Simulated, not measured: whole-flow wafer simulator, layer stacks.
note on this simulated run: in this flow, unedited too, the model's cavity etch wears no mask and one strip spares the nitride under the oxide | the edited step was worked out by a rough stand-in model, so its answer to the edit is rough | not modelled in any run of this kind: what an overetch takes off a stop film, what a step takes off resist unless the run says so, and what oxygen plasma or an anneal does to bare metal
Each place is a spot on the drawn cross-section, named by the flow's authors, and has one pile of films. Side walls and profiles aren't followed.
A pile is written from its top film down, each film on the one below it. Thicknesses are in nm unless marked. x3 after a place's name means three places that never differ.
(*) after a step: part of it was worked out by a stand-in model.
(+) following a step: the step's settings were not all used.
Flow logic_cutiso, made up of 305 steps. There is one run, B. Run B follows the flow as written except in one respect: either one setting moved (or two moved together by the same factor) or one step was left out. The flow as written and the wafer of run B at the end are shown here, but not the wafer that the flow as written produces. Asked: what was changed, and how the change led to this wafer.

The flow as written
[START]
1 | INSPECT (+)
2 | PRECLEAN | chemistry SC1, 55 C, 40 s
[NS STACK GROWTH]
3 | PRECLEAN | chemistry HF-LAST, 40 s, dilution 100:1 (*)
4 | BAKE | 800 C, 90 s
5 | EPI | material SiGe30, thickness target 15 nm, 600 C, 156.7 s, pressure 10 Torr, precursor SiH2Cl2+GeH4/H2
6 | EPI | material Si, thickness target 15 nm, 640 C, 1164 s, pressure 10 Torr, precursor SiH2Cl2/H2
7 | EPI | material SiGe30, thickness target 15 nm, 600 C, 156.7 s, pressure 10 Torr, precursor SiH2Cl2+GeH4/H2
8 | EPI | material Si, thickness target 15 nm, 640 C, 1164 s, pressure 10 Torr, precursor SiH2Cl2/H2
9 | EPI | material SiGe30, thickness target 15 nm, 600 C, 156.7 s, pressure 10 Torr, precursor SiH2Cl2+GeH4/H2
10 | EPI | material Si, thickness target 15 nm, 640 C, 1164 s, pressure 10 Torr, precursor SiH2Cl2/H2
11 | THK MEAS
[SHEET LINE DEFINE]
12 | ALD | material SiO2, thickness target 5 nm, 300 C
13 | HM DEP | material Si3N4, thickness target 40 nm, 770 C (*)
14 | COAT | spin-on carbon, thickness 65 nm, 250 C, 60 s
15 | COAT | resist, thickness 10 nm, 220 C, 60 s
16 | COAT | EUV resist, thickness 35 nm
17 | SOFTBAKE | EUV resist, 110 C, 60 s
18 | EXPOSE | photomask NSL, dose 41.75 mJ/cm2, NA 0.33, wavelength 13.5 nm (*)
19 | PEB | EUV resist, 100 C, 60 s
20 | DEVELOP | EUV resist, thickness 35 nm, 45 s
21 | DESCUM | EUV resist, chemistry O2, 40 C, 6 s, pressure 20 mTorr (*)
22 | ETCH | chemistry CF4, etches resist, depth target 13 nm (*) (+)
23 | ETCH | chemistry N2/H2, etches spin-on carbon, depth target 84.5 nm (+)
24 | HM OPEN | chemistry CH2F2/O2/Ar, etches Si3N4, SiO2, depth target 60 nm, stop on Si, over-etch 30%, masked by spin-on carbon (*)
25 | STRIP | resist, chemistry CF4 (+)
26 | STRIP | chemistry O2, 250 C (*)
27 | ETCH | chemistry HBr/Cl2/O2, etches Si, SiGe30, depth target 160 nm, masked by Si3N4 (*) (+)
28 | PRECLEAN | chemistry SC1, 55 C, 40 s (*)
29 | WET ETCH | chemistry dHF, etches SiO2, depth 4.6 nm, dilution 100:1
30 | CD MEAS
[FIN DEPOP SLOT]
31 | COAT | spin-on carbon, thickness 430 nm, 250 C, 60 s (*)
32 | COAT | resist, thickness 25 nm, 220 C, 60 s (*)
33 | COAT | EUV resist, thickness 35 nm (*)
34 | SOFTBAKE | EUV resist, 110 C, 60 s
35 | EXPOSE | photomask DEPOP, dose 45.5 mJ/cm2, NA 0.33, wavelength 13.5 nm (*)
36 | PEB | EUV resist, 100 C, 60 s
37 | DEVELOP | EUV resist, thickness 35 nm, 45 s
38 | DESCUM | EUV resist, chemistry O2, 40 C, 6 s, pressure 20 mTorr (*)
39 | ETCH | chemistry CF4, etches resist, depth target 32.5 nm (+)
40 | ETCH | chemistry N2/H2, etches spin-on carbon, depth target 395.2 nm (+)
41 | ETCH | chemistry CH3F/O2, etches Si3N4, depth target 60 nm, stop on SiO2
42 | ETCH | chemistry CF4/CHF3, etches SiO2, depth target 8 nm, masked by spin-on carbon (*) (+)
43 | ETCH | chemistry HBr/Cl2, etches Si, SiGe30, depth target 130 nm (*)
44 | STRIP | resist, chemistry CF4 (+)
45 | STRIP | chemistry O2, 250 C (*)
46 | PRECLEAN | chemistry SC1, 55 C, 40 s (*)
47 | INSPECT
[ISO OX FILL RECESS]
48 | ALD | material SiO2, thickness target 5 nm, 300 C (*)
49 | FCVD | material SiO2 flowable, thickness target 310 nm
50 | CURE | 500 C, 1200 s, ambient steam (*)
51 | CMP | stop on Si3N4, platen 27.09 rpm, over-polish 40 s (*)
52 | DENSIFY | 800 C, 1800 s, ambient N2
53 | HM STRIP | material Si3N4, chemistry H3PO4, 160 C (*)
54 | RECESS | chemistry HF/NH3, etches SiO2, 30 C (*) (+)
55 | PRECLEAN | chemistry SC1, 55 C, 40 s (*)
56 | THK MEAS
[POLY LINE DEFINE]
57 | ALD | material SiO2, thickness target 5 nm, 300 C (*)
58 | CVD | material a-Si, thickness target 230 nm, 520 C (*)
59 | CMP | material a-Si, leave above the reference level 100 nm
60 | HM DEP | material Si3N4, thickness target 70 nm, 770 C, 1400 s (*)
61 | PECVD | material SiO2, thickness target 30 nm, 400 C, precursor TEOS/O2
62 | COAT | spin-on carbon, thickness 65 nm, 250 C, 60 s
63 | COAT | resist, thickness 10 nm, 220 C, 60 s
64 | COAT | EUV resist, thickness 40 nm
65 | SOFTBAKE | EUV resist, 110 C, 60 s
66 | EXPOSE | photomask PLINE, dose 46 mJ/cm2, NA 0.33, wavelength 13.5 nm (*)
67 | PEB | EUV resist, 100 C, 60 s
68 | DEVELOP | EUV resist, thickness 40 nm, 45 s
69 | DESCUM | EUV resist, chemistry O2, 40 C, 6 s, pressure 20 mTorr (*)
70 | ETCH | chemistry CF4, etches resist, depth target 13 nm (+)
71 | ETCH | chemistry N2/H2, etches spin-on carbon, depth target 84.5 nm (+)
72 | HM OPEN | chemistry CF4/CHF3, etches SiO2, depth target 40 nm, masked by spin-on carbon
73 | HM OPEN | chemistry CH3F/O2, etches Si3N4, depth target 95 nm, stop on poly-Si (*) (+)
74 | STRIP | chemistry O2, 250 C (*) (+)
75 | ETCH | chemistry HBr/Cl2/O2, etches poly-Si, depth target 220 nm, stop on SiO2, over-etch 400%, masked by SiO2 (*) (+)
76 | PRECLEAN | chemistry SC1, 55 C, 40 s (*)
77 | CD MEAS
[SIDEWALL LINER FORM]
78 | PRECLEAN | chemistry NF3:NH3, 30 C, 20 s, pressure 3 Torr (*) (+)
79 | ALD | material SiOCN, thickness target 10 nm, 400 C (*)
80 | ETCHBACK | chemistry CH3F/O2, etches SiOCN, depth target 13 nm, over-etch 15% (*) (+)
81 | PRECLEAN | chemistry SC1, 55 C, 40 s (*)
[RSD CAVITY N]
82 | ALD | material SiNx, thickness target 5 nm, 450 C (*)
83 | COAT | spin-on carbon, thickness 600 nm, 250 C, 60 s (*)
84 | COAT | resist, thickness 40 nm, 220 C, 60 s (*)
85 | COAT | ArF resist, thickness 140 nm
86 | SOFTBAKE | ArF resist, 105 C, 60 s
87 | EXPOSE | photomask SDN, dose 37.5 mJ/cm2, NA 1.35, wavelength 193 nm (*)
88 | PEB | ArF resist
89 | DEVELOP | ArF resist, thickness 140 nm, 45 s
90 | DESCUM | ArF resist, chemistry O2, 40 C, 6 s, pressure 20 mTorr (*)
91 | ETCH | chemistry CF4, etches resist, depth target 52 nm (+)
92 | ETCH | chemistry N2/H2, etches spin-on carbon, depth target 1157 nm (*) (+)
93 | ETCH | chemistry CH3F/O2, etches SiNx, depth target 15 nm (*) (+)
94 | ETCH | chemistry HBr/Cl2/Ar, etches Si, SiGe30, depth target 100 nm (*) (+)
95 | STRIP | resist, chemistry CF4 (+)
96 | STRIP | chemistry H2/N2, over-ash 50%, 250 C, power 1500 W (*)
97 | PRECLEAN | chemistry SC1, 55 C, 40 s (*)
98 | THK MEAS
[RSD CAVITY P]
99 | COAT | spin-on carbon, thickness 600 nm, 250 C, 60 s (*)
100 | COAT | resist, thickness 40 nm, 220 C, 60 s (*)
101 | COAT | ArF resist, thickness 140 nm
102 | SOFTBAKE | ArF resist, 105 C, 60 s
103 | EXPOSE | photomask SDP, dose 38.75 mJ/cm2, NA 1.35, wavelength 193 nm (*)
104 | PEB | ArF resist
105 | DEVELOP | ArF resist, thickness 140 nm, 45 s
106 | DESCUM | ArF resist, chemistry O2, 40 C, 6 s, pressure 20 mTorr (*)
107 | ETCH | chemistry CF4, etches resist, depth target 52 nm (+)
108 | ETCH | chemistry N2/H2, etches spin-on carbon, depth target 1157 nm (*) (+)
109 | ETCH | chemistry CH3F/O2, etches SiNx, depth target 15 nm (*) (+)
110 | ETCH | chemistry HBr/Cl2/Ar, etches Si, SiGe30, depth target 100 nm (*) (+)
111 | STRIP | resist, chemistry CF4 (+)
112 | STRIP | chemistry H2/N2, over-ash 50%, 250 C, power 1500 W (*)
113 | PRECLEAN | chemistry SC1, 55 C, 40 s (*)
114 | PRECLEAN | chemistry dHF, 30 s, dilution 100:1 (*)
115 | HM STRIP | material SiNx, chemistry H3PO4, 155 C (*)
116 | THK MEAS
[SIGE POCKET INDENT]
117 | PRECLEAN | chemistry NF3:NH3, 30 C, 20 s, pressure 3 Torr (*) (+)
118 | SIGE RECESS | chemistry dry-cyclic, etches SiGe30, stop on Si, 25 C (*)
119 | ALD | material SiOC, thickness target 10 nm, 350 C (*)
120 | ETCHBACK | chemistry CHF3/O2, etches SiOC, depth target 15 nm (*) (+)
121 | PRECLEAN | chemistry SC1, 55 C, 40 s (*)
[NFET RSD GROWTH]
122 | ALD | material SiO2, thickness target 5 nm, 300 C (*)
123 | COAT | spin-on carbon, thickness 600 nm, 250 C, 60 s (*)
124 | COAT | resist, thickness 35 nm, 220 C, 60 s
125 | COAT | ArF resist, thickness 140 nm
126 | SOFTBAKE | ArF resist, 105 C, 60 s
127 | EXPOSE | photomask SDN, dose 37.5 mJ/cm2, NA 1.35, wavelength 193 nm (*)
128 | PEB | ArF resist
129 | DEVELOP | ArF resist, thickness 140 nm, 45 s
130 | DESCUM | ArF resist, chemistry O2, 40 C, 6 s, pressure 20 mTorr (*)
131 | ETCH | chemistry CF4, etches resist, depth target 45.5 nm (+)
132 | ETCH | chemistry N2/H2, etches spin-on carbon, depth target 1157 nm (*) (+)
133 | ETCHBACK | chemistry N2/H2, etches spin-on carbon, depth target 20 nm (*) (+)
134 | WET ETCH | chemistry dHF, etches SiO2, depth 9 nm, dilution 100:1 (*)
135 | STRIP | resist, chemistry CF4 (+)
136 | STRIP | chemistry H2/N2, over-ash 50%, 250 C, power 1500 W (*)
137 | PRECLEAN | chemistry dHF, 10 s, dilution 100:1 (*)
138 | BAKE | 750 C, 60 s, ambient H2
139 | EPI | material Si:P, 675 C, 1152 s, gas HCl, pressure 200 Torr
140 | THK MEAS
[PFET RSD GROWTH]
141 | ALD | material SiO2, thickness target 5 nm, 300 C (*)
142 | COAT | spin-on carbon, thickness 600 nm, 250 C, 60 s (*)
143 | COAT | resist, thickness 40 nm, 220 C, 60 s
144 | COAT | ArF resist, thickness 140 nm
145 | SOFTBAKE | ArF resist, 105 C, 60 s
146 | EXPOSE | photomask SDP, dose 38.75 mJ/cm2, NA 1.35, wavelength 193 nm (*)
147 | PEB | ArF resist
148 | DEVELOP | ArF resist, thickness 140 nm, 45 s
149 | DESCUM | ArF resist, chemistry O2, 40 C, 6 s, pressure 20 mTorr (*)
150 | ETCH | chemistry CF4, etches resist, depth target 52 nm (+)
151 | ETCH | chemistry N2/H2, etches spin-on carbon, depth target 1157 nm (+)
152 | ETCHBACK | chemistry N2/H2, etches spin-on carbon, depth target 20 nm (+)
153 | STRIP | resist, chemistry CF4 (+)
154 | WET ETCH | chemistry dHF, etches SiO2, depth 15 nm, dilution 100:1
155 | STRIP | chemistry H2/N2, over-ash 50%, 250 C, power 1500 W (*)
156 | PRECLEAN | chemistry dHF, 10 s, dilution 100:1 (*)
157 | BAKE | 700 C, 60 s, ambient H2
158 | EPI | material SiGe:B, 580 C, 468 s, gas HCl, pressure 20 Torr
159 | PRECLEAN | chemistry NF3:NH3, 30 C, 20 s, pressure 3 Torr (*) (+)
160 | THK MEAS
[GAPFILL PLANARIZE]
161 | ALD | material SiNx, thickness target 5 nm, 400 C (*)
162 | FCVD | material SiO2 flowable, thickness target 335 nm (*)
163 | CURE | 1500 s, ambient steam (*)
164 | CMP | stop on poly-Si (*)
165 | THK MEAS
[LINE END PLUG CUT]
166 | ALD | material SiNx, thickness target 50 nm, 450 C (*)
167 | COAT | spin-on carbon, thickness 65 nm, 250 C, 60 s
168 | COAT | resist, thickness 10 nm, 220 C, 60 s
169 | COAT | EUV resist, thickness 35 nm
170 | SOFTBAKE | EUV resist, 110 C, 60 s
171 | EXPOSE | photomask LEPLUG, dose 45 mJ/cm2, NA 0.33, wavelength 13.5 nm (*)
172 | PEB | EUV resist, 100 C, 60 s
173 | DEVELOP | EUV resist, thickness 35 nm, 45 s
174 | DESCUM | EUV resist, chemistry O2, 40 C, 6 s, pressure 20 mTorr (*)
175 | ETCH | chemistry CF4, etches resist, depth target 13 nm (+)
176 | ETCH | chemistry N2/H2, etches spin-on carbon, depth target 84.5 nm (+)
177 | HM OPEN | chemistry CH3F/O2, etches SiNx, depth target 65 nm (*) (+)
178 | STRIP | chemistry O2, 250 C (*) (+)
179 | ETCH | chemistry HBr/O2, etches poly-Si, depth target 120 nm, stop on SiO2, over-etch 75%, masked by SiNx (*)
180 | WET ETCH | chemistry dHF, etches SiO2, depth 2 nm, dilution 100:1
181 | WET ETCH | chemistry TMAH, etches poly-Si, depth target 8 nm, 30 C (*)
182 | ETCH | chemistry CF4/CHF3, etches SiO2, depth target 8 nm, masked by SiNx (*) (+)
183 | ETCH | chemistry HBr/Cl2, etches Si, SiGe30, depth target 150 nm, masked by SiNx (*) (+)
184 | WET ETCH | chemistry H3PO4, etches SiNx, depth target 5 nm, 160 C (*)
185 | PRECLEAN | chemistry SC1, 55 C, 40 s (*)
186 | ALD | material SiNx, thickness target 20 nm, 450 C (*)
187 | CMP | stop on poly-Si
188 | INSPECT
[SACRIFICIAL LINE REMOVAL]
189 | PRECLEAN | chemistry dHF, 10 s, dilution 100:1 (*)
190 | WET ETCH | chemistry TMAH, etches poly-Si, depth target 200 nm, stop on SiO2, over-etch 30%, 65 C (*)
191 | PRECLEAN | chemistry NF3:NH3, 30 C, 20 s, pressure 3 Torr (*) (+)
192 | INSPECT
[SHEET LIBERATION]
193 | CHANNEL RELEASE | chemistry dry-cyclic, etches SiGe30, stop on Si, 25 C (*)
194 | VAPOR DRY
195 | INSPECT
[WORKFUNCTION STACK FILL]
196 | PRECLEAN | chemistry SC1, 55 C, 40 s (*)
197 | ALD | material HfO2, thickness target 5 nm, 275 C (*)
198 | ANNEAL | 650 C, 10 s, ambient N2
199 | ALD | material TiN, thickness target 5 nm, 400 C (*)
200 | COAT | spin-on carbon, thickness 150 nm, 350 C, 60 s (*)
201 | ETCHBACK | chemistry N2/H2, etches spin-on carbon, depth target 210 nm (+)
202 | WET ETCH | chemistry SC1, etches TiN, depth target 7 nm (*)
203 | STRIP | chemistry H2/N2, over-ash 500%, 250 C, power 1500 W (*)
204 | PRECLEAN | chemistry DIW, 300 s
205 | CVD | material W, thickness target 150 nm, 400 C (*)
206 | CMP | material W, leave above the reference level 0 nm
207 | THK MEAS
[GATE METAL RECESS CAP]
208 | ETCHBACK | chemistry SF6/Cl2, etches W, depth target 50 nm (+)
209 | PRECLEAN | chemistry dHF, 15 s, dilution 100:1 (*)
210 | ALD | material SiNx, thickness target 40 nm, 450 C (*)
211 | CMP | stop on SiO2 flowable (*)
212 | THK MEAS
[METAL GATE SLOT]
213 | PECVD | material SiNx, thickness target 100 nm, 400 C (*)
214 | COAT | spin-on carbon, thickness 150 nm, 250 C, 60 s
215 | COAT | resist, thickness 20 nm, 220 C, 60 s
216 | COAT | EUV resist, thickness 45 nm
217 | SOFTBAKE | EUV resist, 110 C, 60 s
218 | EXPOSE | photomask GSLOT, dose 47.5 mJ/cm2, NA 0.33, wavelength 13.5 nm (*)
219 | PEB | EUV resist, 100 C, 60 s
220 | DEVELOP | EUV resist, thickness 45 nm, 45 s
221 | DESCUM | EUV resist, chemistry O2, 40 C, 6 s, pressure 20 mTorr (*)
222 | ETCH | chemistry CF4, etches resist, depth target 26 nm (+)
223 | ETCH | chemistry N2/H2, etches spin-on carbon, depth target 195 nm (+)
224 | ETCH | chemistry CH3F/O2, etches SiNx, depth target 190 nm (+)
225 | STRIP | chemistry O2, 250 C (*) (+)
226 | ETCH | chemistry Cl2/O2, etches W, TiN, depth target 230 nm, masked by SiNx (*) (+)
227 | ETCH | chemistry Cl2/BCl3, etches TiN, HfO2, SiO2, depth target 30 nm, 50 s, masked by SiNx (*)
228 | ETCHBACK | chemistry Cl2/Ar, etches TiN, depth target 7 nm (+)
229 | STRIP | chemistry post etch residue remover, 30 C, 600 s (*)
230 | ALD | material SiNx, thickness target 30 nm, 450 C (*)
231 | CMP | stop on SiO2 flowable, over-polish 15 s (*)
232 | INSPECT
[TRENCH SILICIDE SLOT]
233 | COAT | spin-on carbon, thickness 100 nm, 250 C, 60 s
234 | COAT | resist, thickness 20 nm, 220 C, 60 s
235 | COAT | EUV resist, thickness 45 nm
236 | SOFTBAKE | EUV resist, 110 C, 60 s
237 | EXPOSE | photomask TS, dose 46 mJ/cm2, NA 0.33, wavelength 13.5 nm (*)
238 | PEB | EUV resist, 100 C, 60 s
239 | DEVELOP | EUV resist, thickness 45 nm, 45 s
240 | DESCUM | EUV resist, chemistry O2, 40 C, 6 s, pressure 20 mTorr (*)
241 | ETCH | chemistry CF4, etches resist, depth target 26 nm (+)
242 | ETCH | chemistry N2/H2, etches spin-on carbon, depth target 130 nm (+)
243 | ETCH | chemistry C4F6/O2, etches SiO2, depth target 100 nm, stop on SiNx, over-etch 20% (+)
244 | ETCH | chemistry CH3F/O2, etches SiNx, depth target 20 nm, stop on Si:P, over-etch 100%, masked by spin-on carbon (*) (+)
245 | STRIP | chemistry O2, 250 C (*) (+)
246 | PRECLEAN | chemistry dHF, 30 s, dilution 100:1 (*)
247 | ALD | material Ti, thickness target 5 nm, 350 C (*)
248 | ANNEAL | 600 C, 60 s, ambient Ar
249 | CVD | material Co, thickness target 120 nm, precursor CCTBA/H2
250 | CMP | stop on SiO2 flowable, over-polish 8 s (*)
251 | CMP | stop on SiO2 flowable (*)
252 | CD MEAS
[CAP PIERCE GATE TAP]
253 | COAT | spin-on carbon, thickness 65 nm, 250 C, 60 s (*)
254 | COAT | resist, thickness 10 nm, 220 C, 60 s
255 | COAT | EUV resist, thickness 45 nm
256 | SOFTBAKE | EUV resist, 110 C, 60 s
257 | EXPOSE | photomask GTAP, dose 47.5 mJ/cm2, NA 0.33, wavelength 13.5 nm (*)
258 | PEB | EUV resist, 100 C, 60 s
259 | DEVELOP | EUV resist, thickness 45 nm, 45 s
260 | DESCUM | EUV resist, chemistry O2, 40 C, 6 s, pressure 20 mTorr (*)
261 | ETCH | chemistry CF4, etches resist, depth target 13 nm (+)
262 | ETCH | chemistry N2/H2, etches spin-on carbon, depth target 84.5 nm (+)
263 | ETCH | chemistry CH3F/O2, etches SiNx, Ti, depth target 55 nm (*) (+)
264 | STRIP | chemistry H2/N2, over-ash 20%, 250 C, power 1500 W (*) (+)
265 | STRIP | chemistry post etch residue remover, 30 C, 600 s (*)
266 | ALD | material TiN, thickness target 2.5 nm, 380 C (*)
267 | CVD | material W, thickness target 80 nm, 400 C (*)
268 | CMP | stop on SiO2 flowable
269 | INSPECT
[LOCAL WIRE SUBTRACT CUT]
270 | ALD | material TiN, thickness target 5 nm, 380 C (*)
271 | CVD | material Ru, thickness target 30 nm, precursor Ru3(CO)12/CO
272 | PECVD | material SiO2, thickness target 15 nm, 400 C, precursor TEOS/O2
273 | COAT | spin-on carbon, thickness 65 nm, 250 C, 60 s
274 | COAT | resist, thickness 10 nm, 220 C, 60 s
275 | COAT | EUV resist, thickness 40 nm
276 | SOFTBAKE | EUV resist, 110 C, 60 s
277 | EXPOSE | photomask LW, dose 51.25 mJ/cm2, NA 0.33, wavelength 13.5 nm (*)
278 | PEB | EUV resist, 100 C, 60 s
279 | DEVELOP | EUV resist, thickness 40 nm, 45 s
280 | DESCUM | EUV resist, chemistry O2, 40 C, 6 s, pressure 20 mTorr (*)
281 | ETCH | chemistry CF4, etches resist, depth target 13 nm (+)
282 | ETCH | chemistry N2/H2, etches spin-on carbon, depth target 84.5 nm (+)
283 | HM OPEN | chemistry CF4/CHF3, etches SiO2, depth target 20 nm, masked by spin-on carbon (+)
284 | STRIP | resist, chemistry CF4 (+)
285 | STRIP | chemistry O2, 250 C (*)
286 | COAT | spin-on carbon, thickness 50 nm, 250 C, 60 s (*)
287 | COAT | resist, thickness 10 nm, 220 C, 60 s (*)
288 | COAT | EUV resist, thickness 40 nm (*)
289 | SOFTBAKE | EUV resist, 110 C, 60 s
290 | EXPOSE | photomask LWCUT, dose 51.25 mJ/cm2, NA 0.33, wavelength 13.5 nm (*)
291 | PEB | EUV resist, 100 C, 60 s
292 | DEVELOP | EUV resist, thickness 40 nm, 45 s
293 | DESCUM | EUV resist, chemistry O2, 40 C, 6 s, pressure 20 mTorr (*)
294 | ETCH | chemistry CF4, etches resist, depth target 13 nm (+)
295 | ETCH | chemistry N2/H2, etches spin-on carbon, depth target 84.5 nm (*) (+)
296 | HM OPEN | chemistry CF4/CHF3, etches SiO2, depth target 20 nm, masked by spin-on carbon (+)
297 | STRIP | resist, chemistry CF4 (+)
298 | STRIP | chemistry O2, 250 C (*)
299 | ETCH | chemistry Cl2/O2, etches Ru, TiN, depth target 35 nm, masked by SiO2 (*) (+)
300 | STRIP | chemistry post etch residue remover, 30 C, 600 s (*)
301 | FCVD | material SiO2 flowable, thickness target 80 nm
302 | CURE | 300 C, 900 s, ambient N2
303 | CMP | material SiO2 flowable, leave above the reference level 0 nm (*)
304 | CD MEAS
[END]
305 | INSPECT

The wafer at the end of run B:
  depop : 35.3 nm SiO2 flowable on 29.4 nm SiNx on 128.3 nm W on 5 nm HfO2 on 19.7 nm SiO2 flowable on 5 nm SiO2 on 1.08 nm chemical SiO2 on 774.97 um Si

The reason: step 43, ETCH: depth target 117 nm was run, whereas the flow has depth target 130 nm.

How this came from the change, step by step:
  43 | ETCH | chemistry HBr/Cl2, etches Si, SiGe30, depth target 130 nm (*)
      dpovl, gl, glp and 16 more: -29.4 spin-on carbon (as written it would have been: -32 spin-on carbon)
      depop: -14 Si (all of it), -15 SiGe30 (all of it), -15 Si (all of it), -15 SiGe30 (all of it), -15 Si (all of it), -15 SiGe30 (all of it), -28 Si (as written it would have been: -14 Si (all of it), -15 SiGe30 (all of it), -15 Si (all of it), -15 SiGe30 (all of it), -15 Si (all of it), -15 SiGe30 (all of it), -41 Si)
      (also at 2 further places)
  45 | STRIP | chemistry O2, 250 C (*)
      dpovl: +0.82 chemical SiO2 (new film), -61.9 spin-on carbon (all of it), -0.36 Si (as written it would have been: +0.82 chemical SiO2 (new film), -59.3 spin-on carbon (all of it), -0.36 Si)
  49 | FCVD | material SiO2 flowable, thickness target 310 nm
      depop: +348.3 SiO2 flowable (new film) (as written it would have been: +359.9 SiO2 flowable (new film))
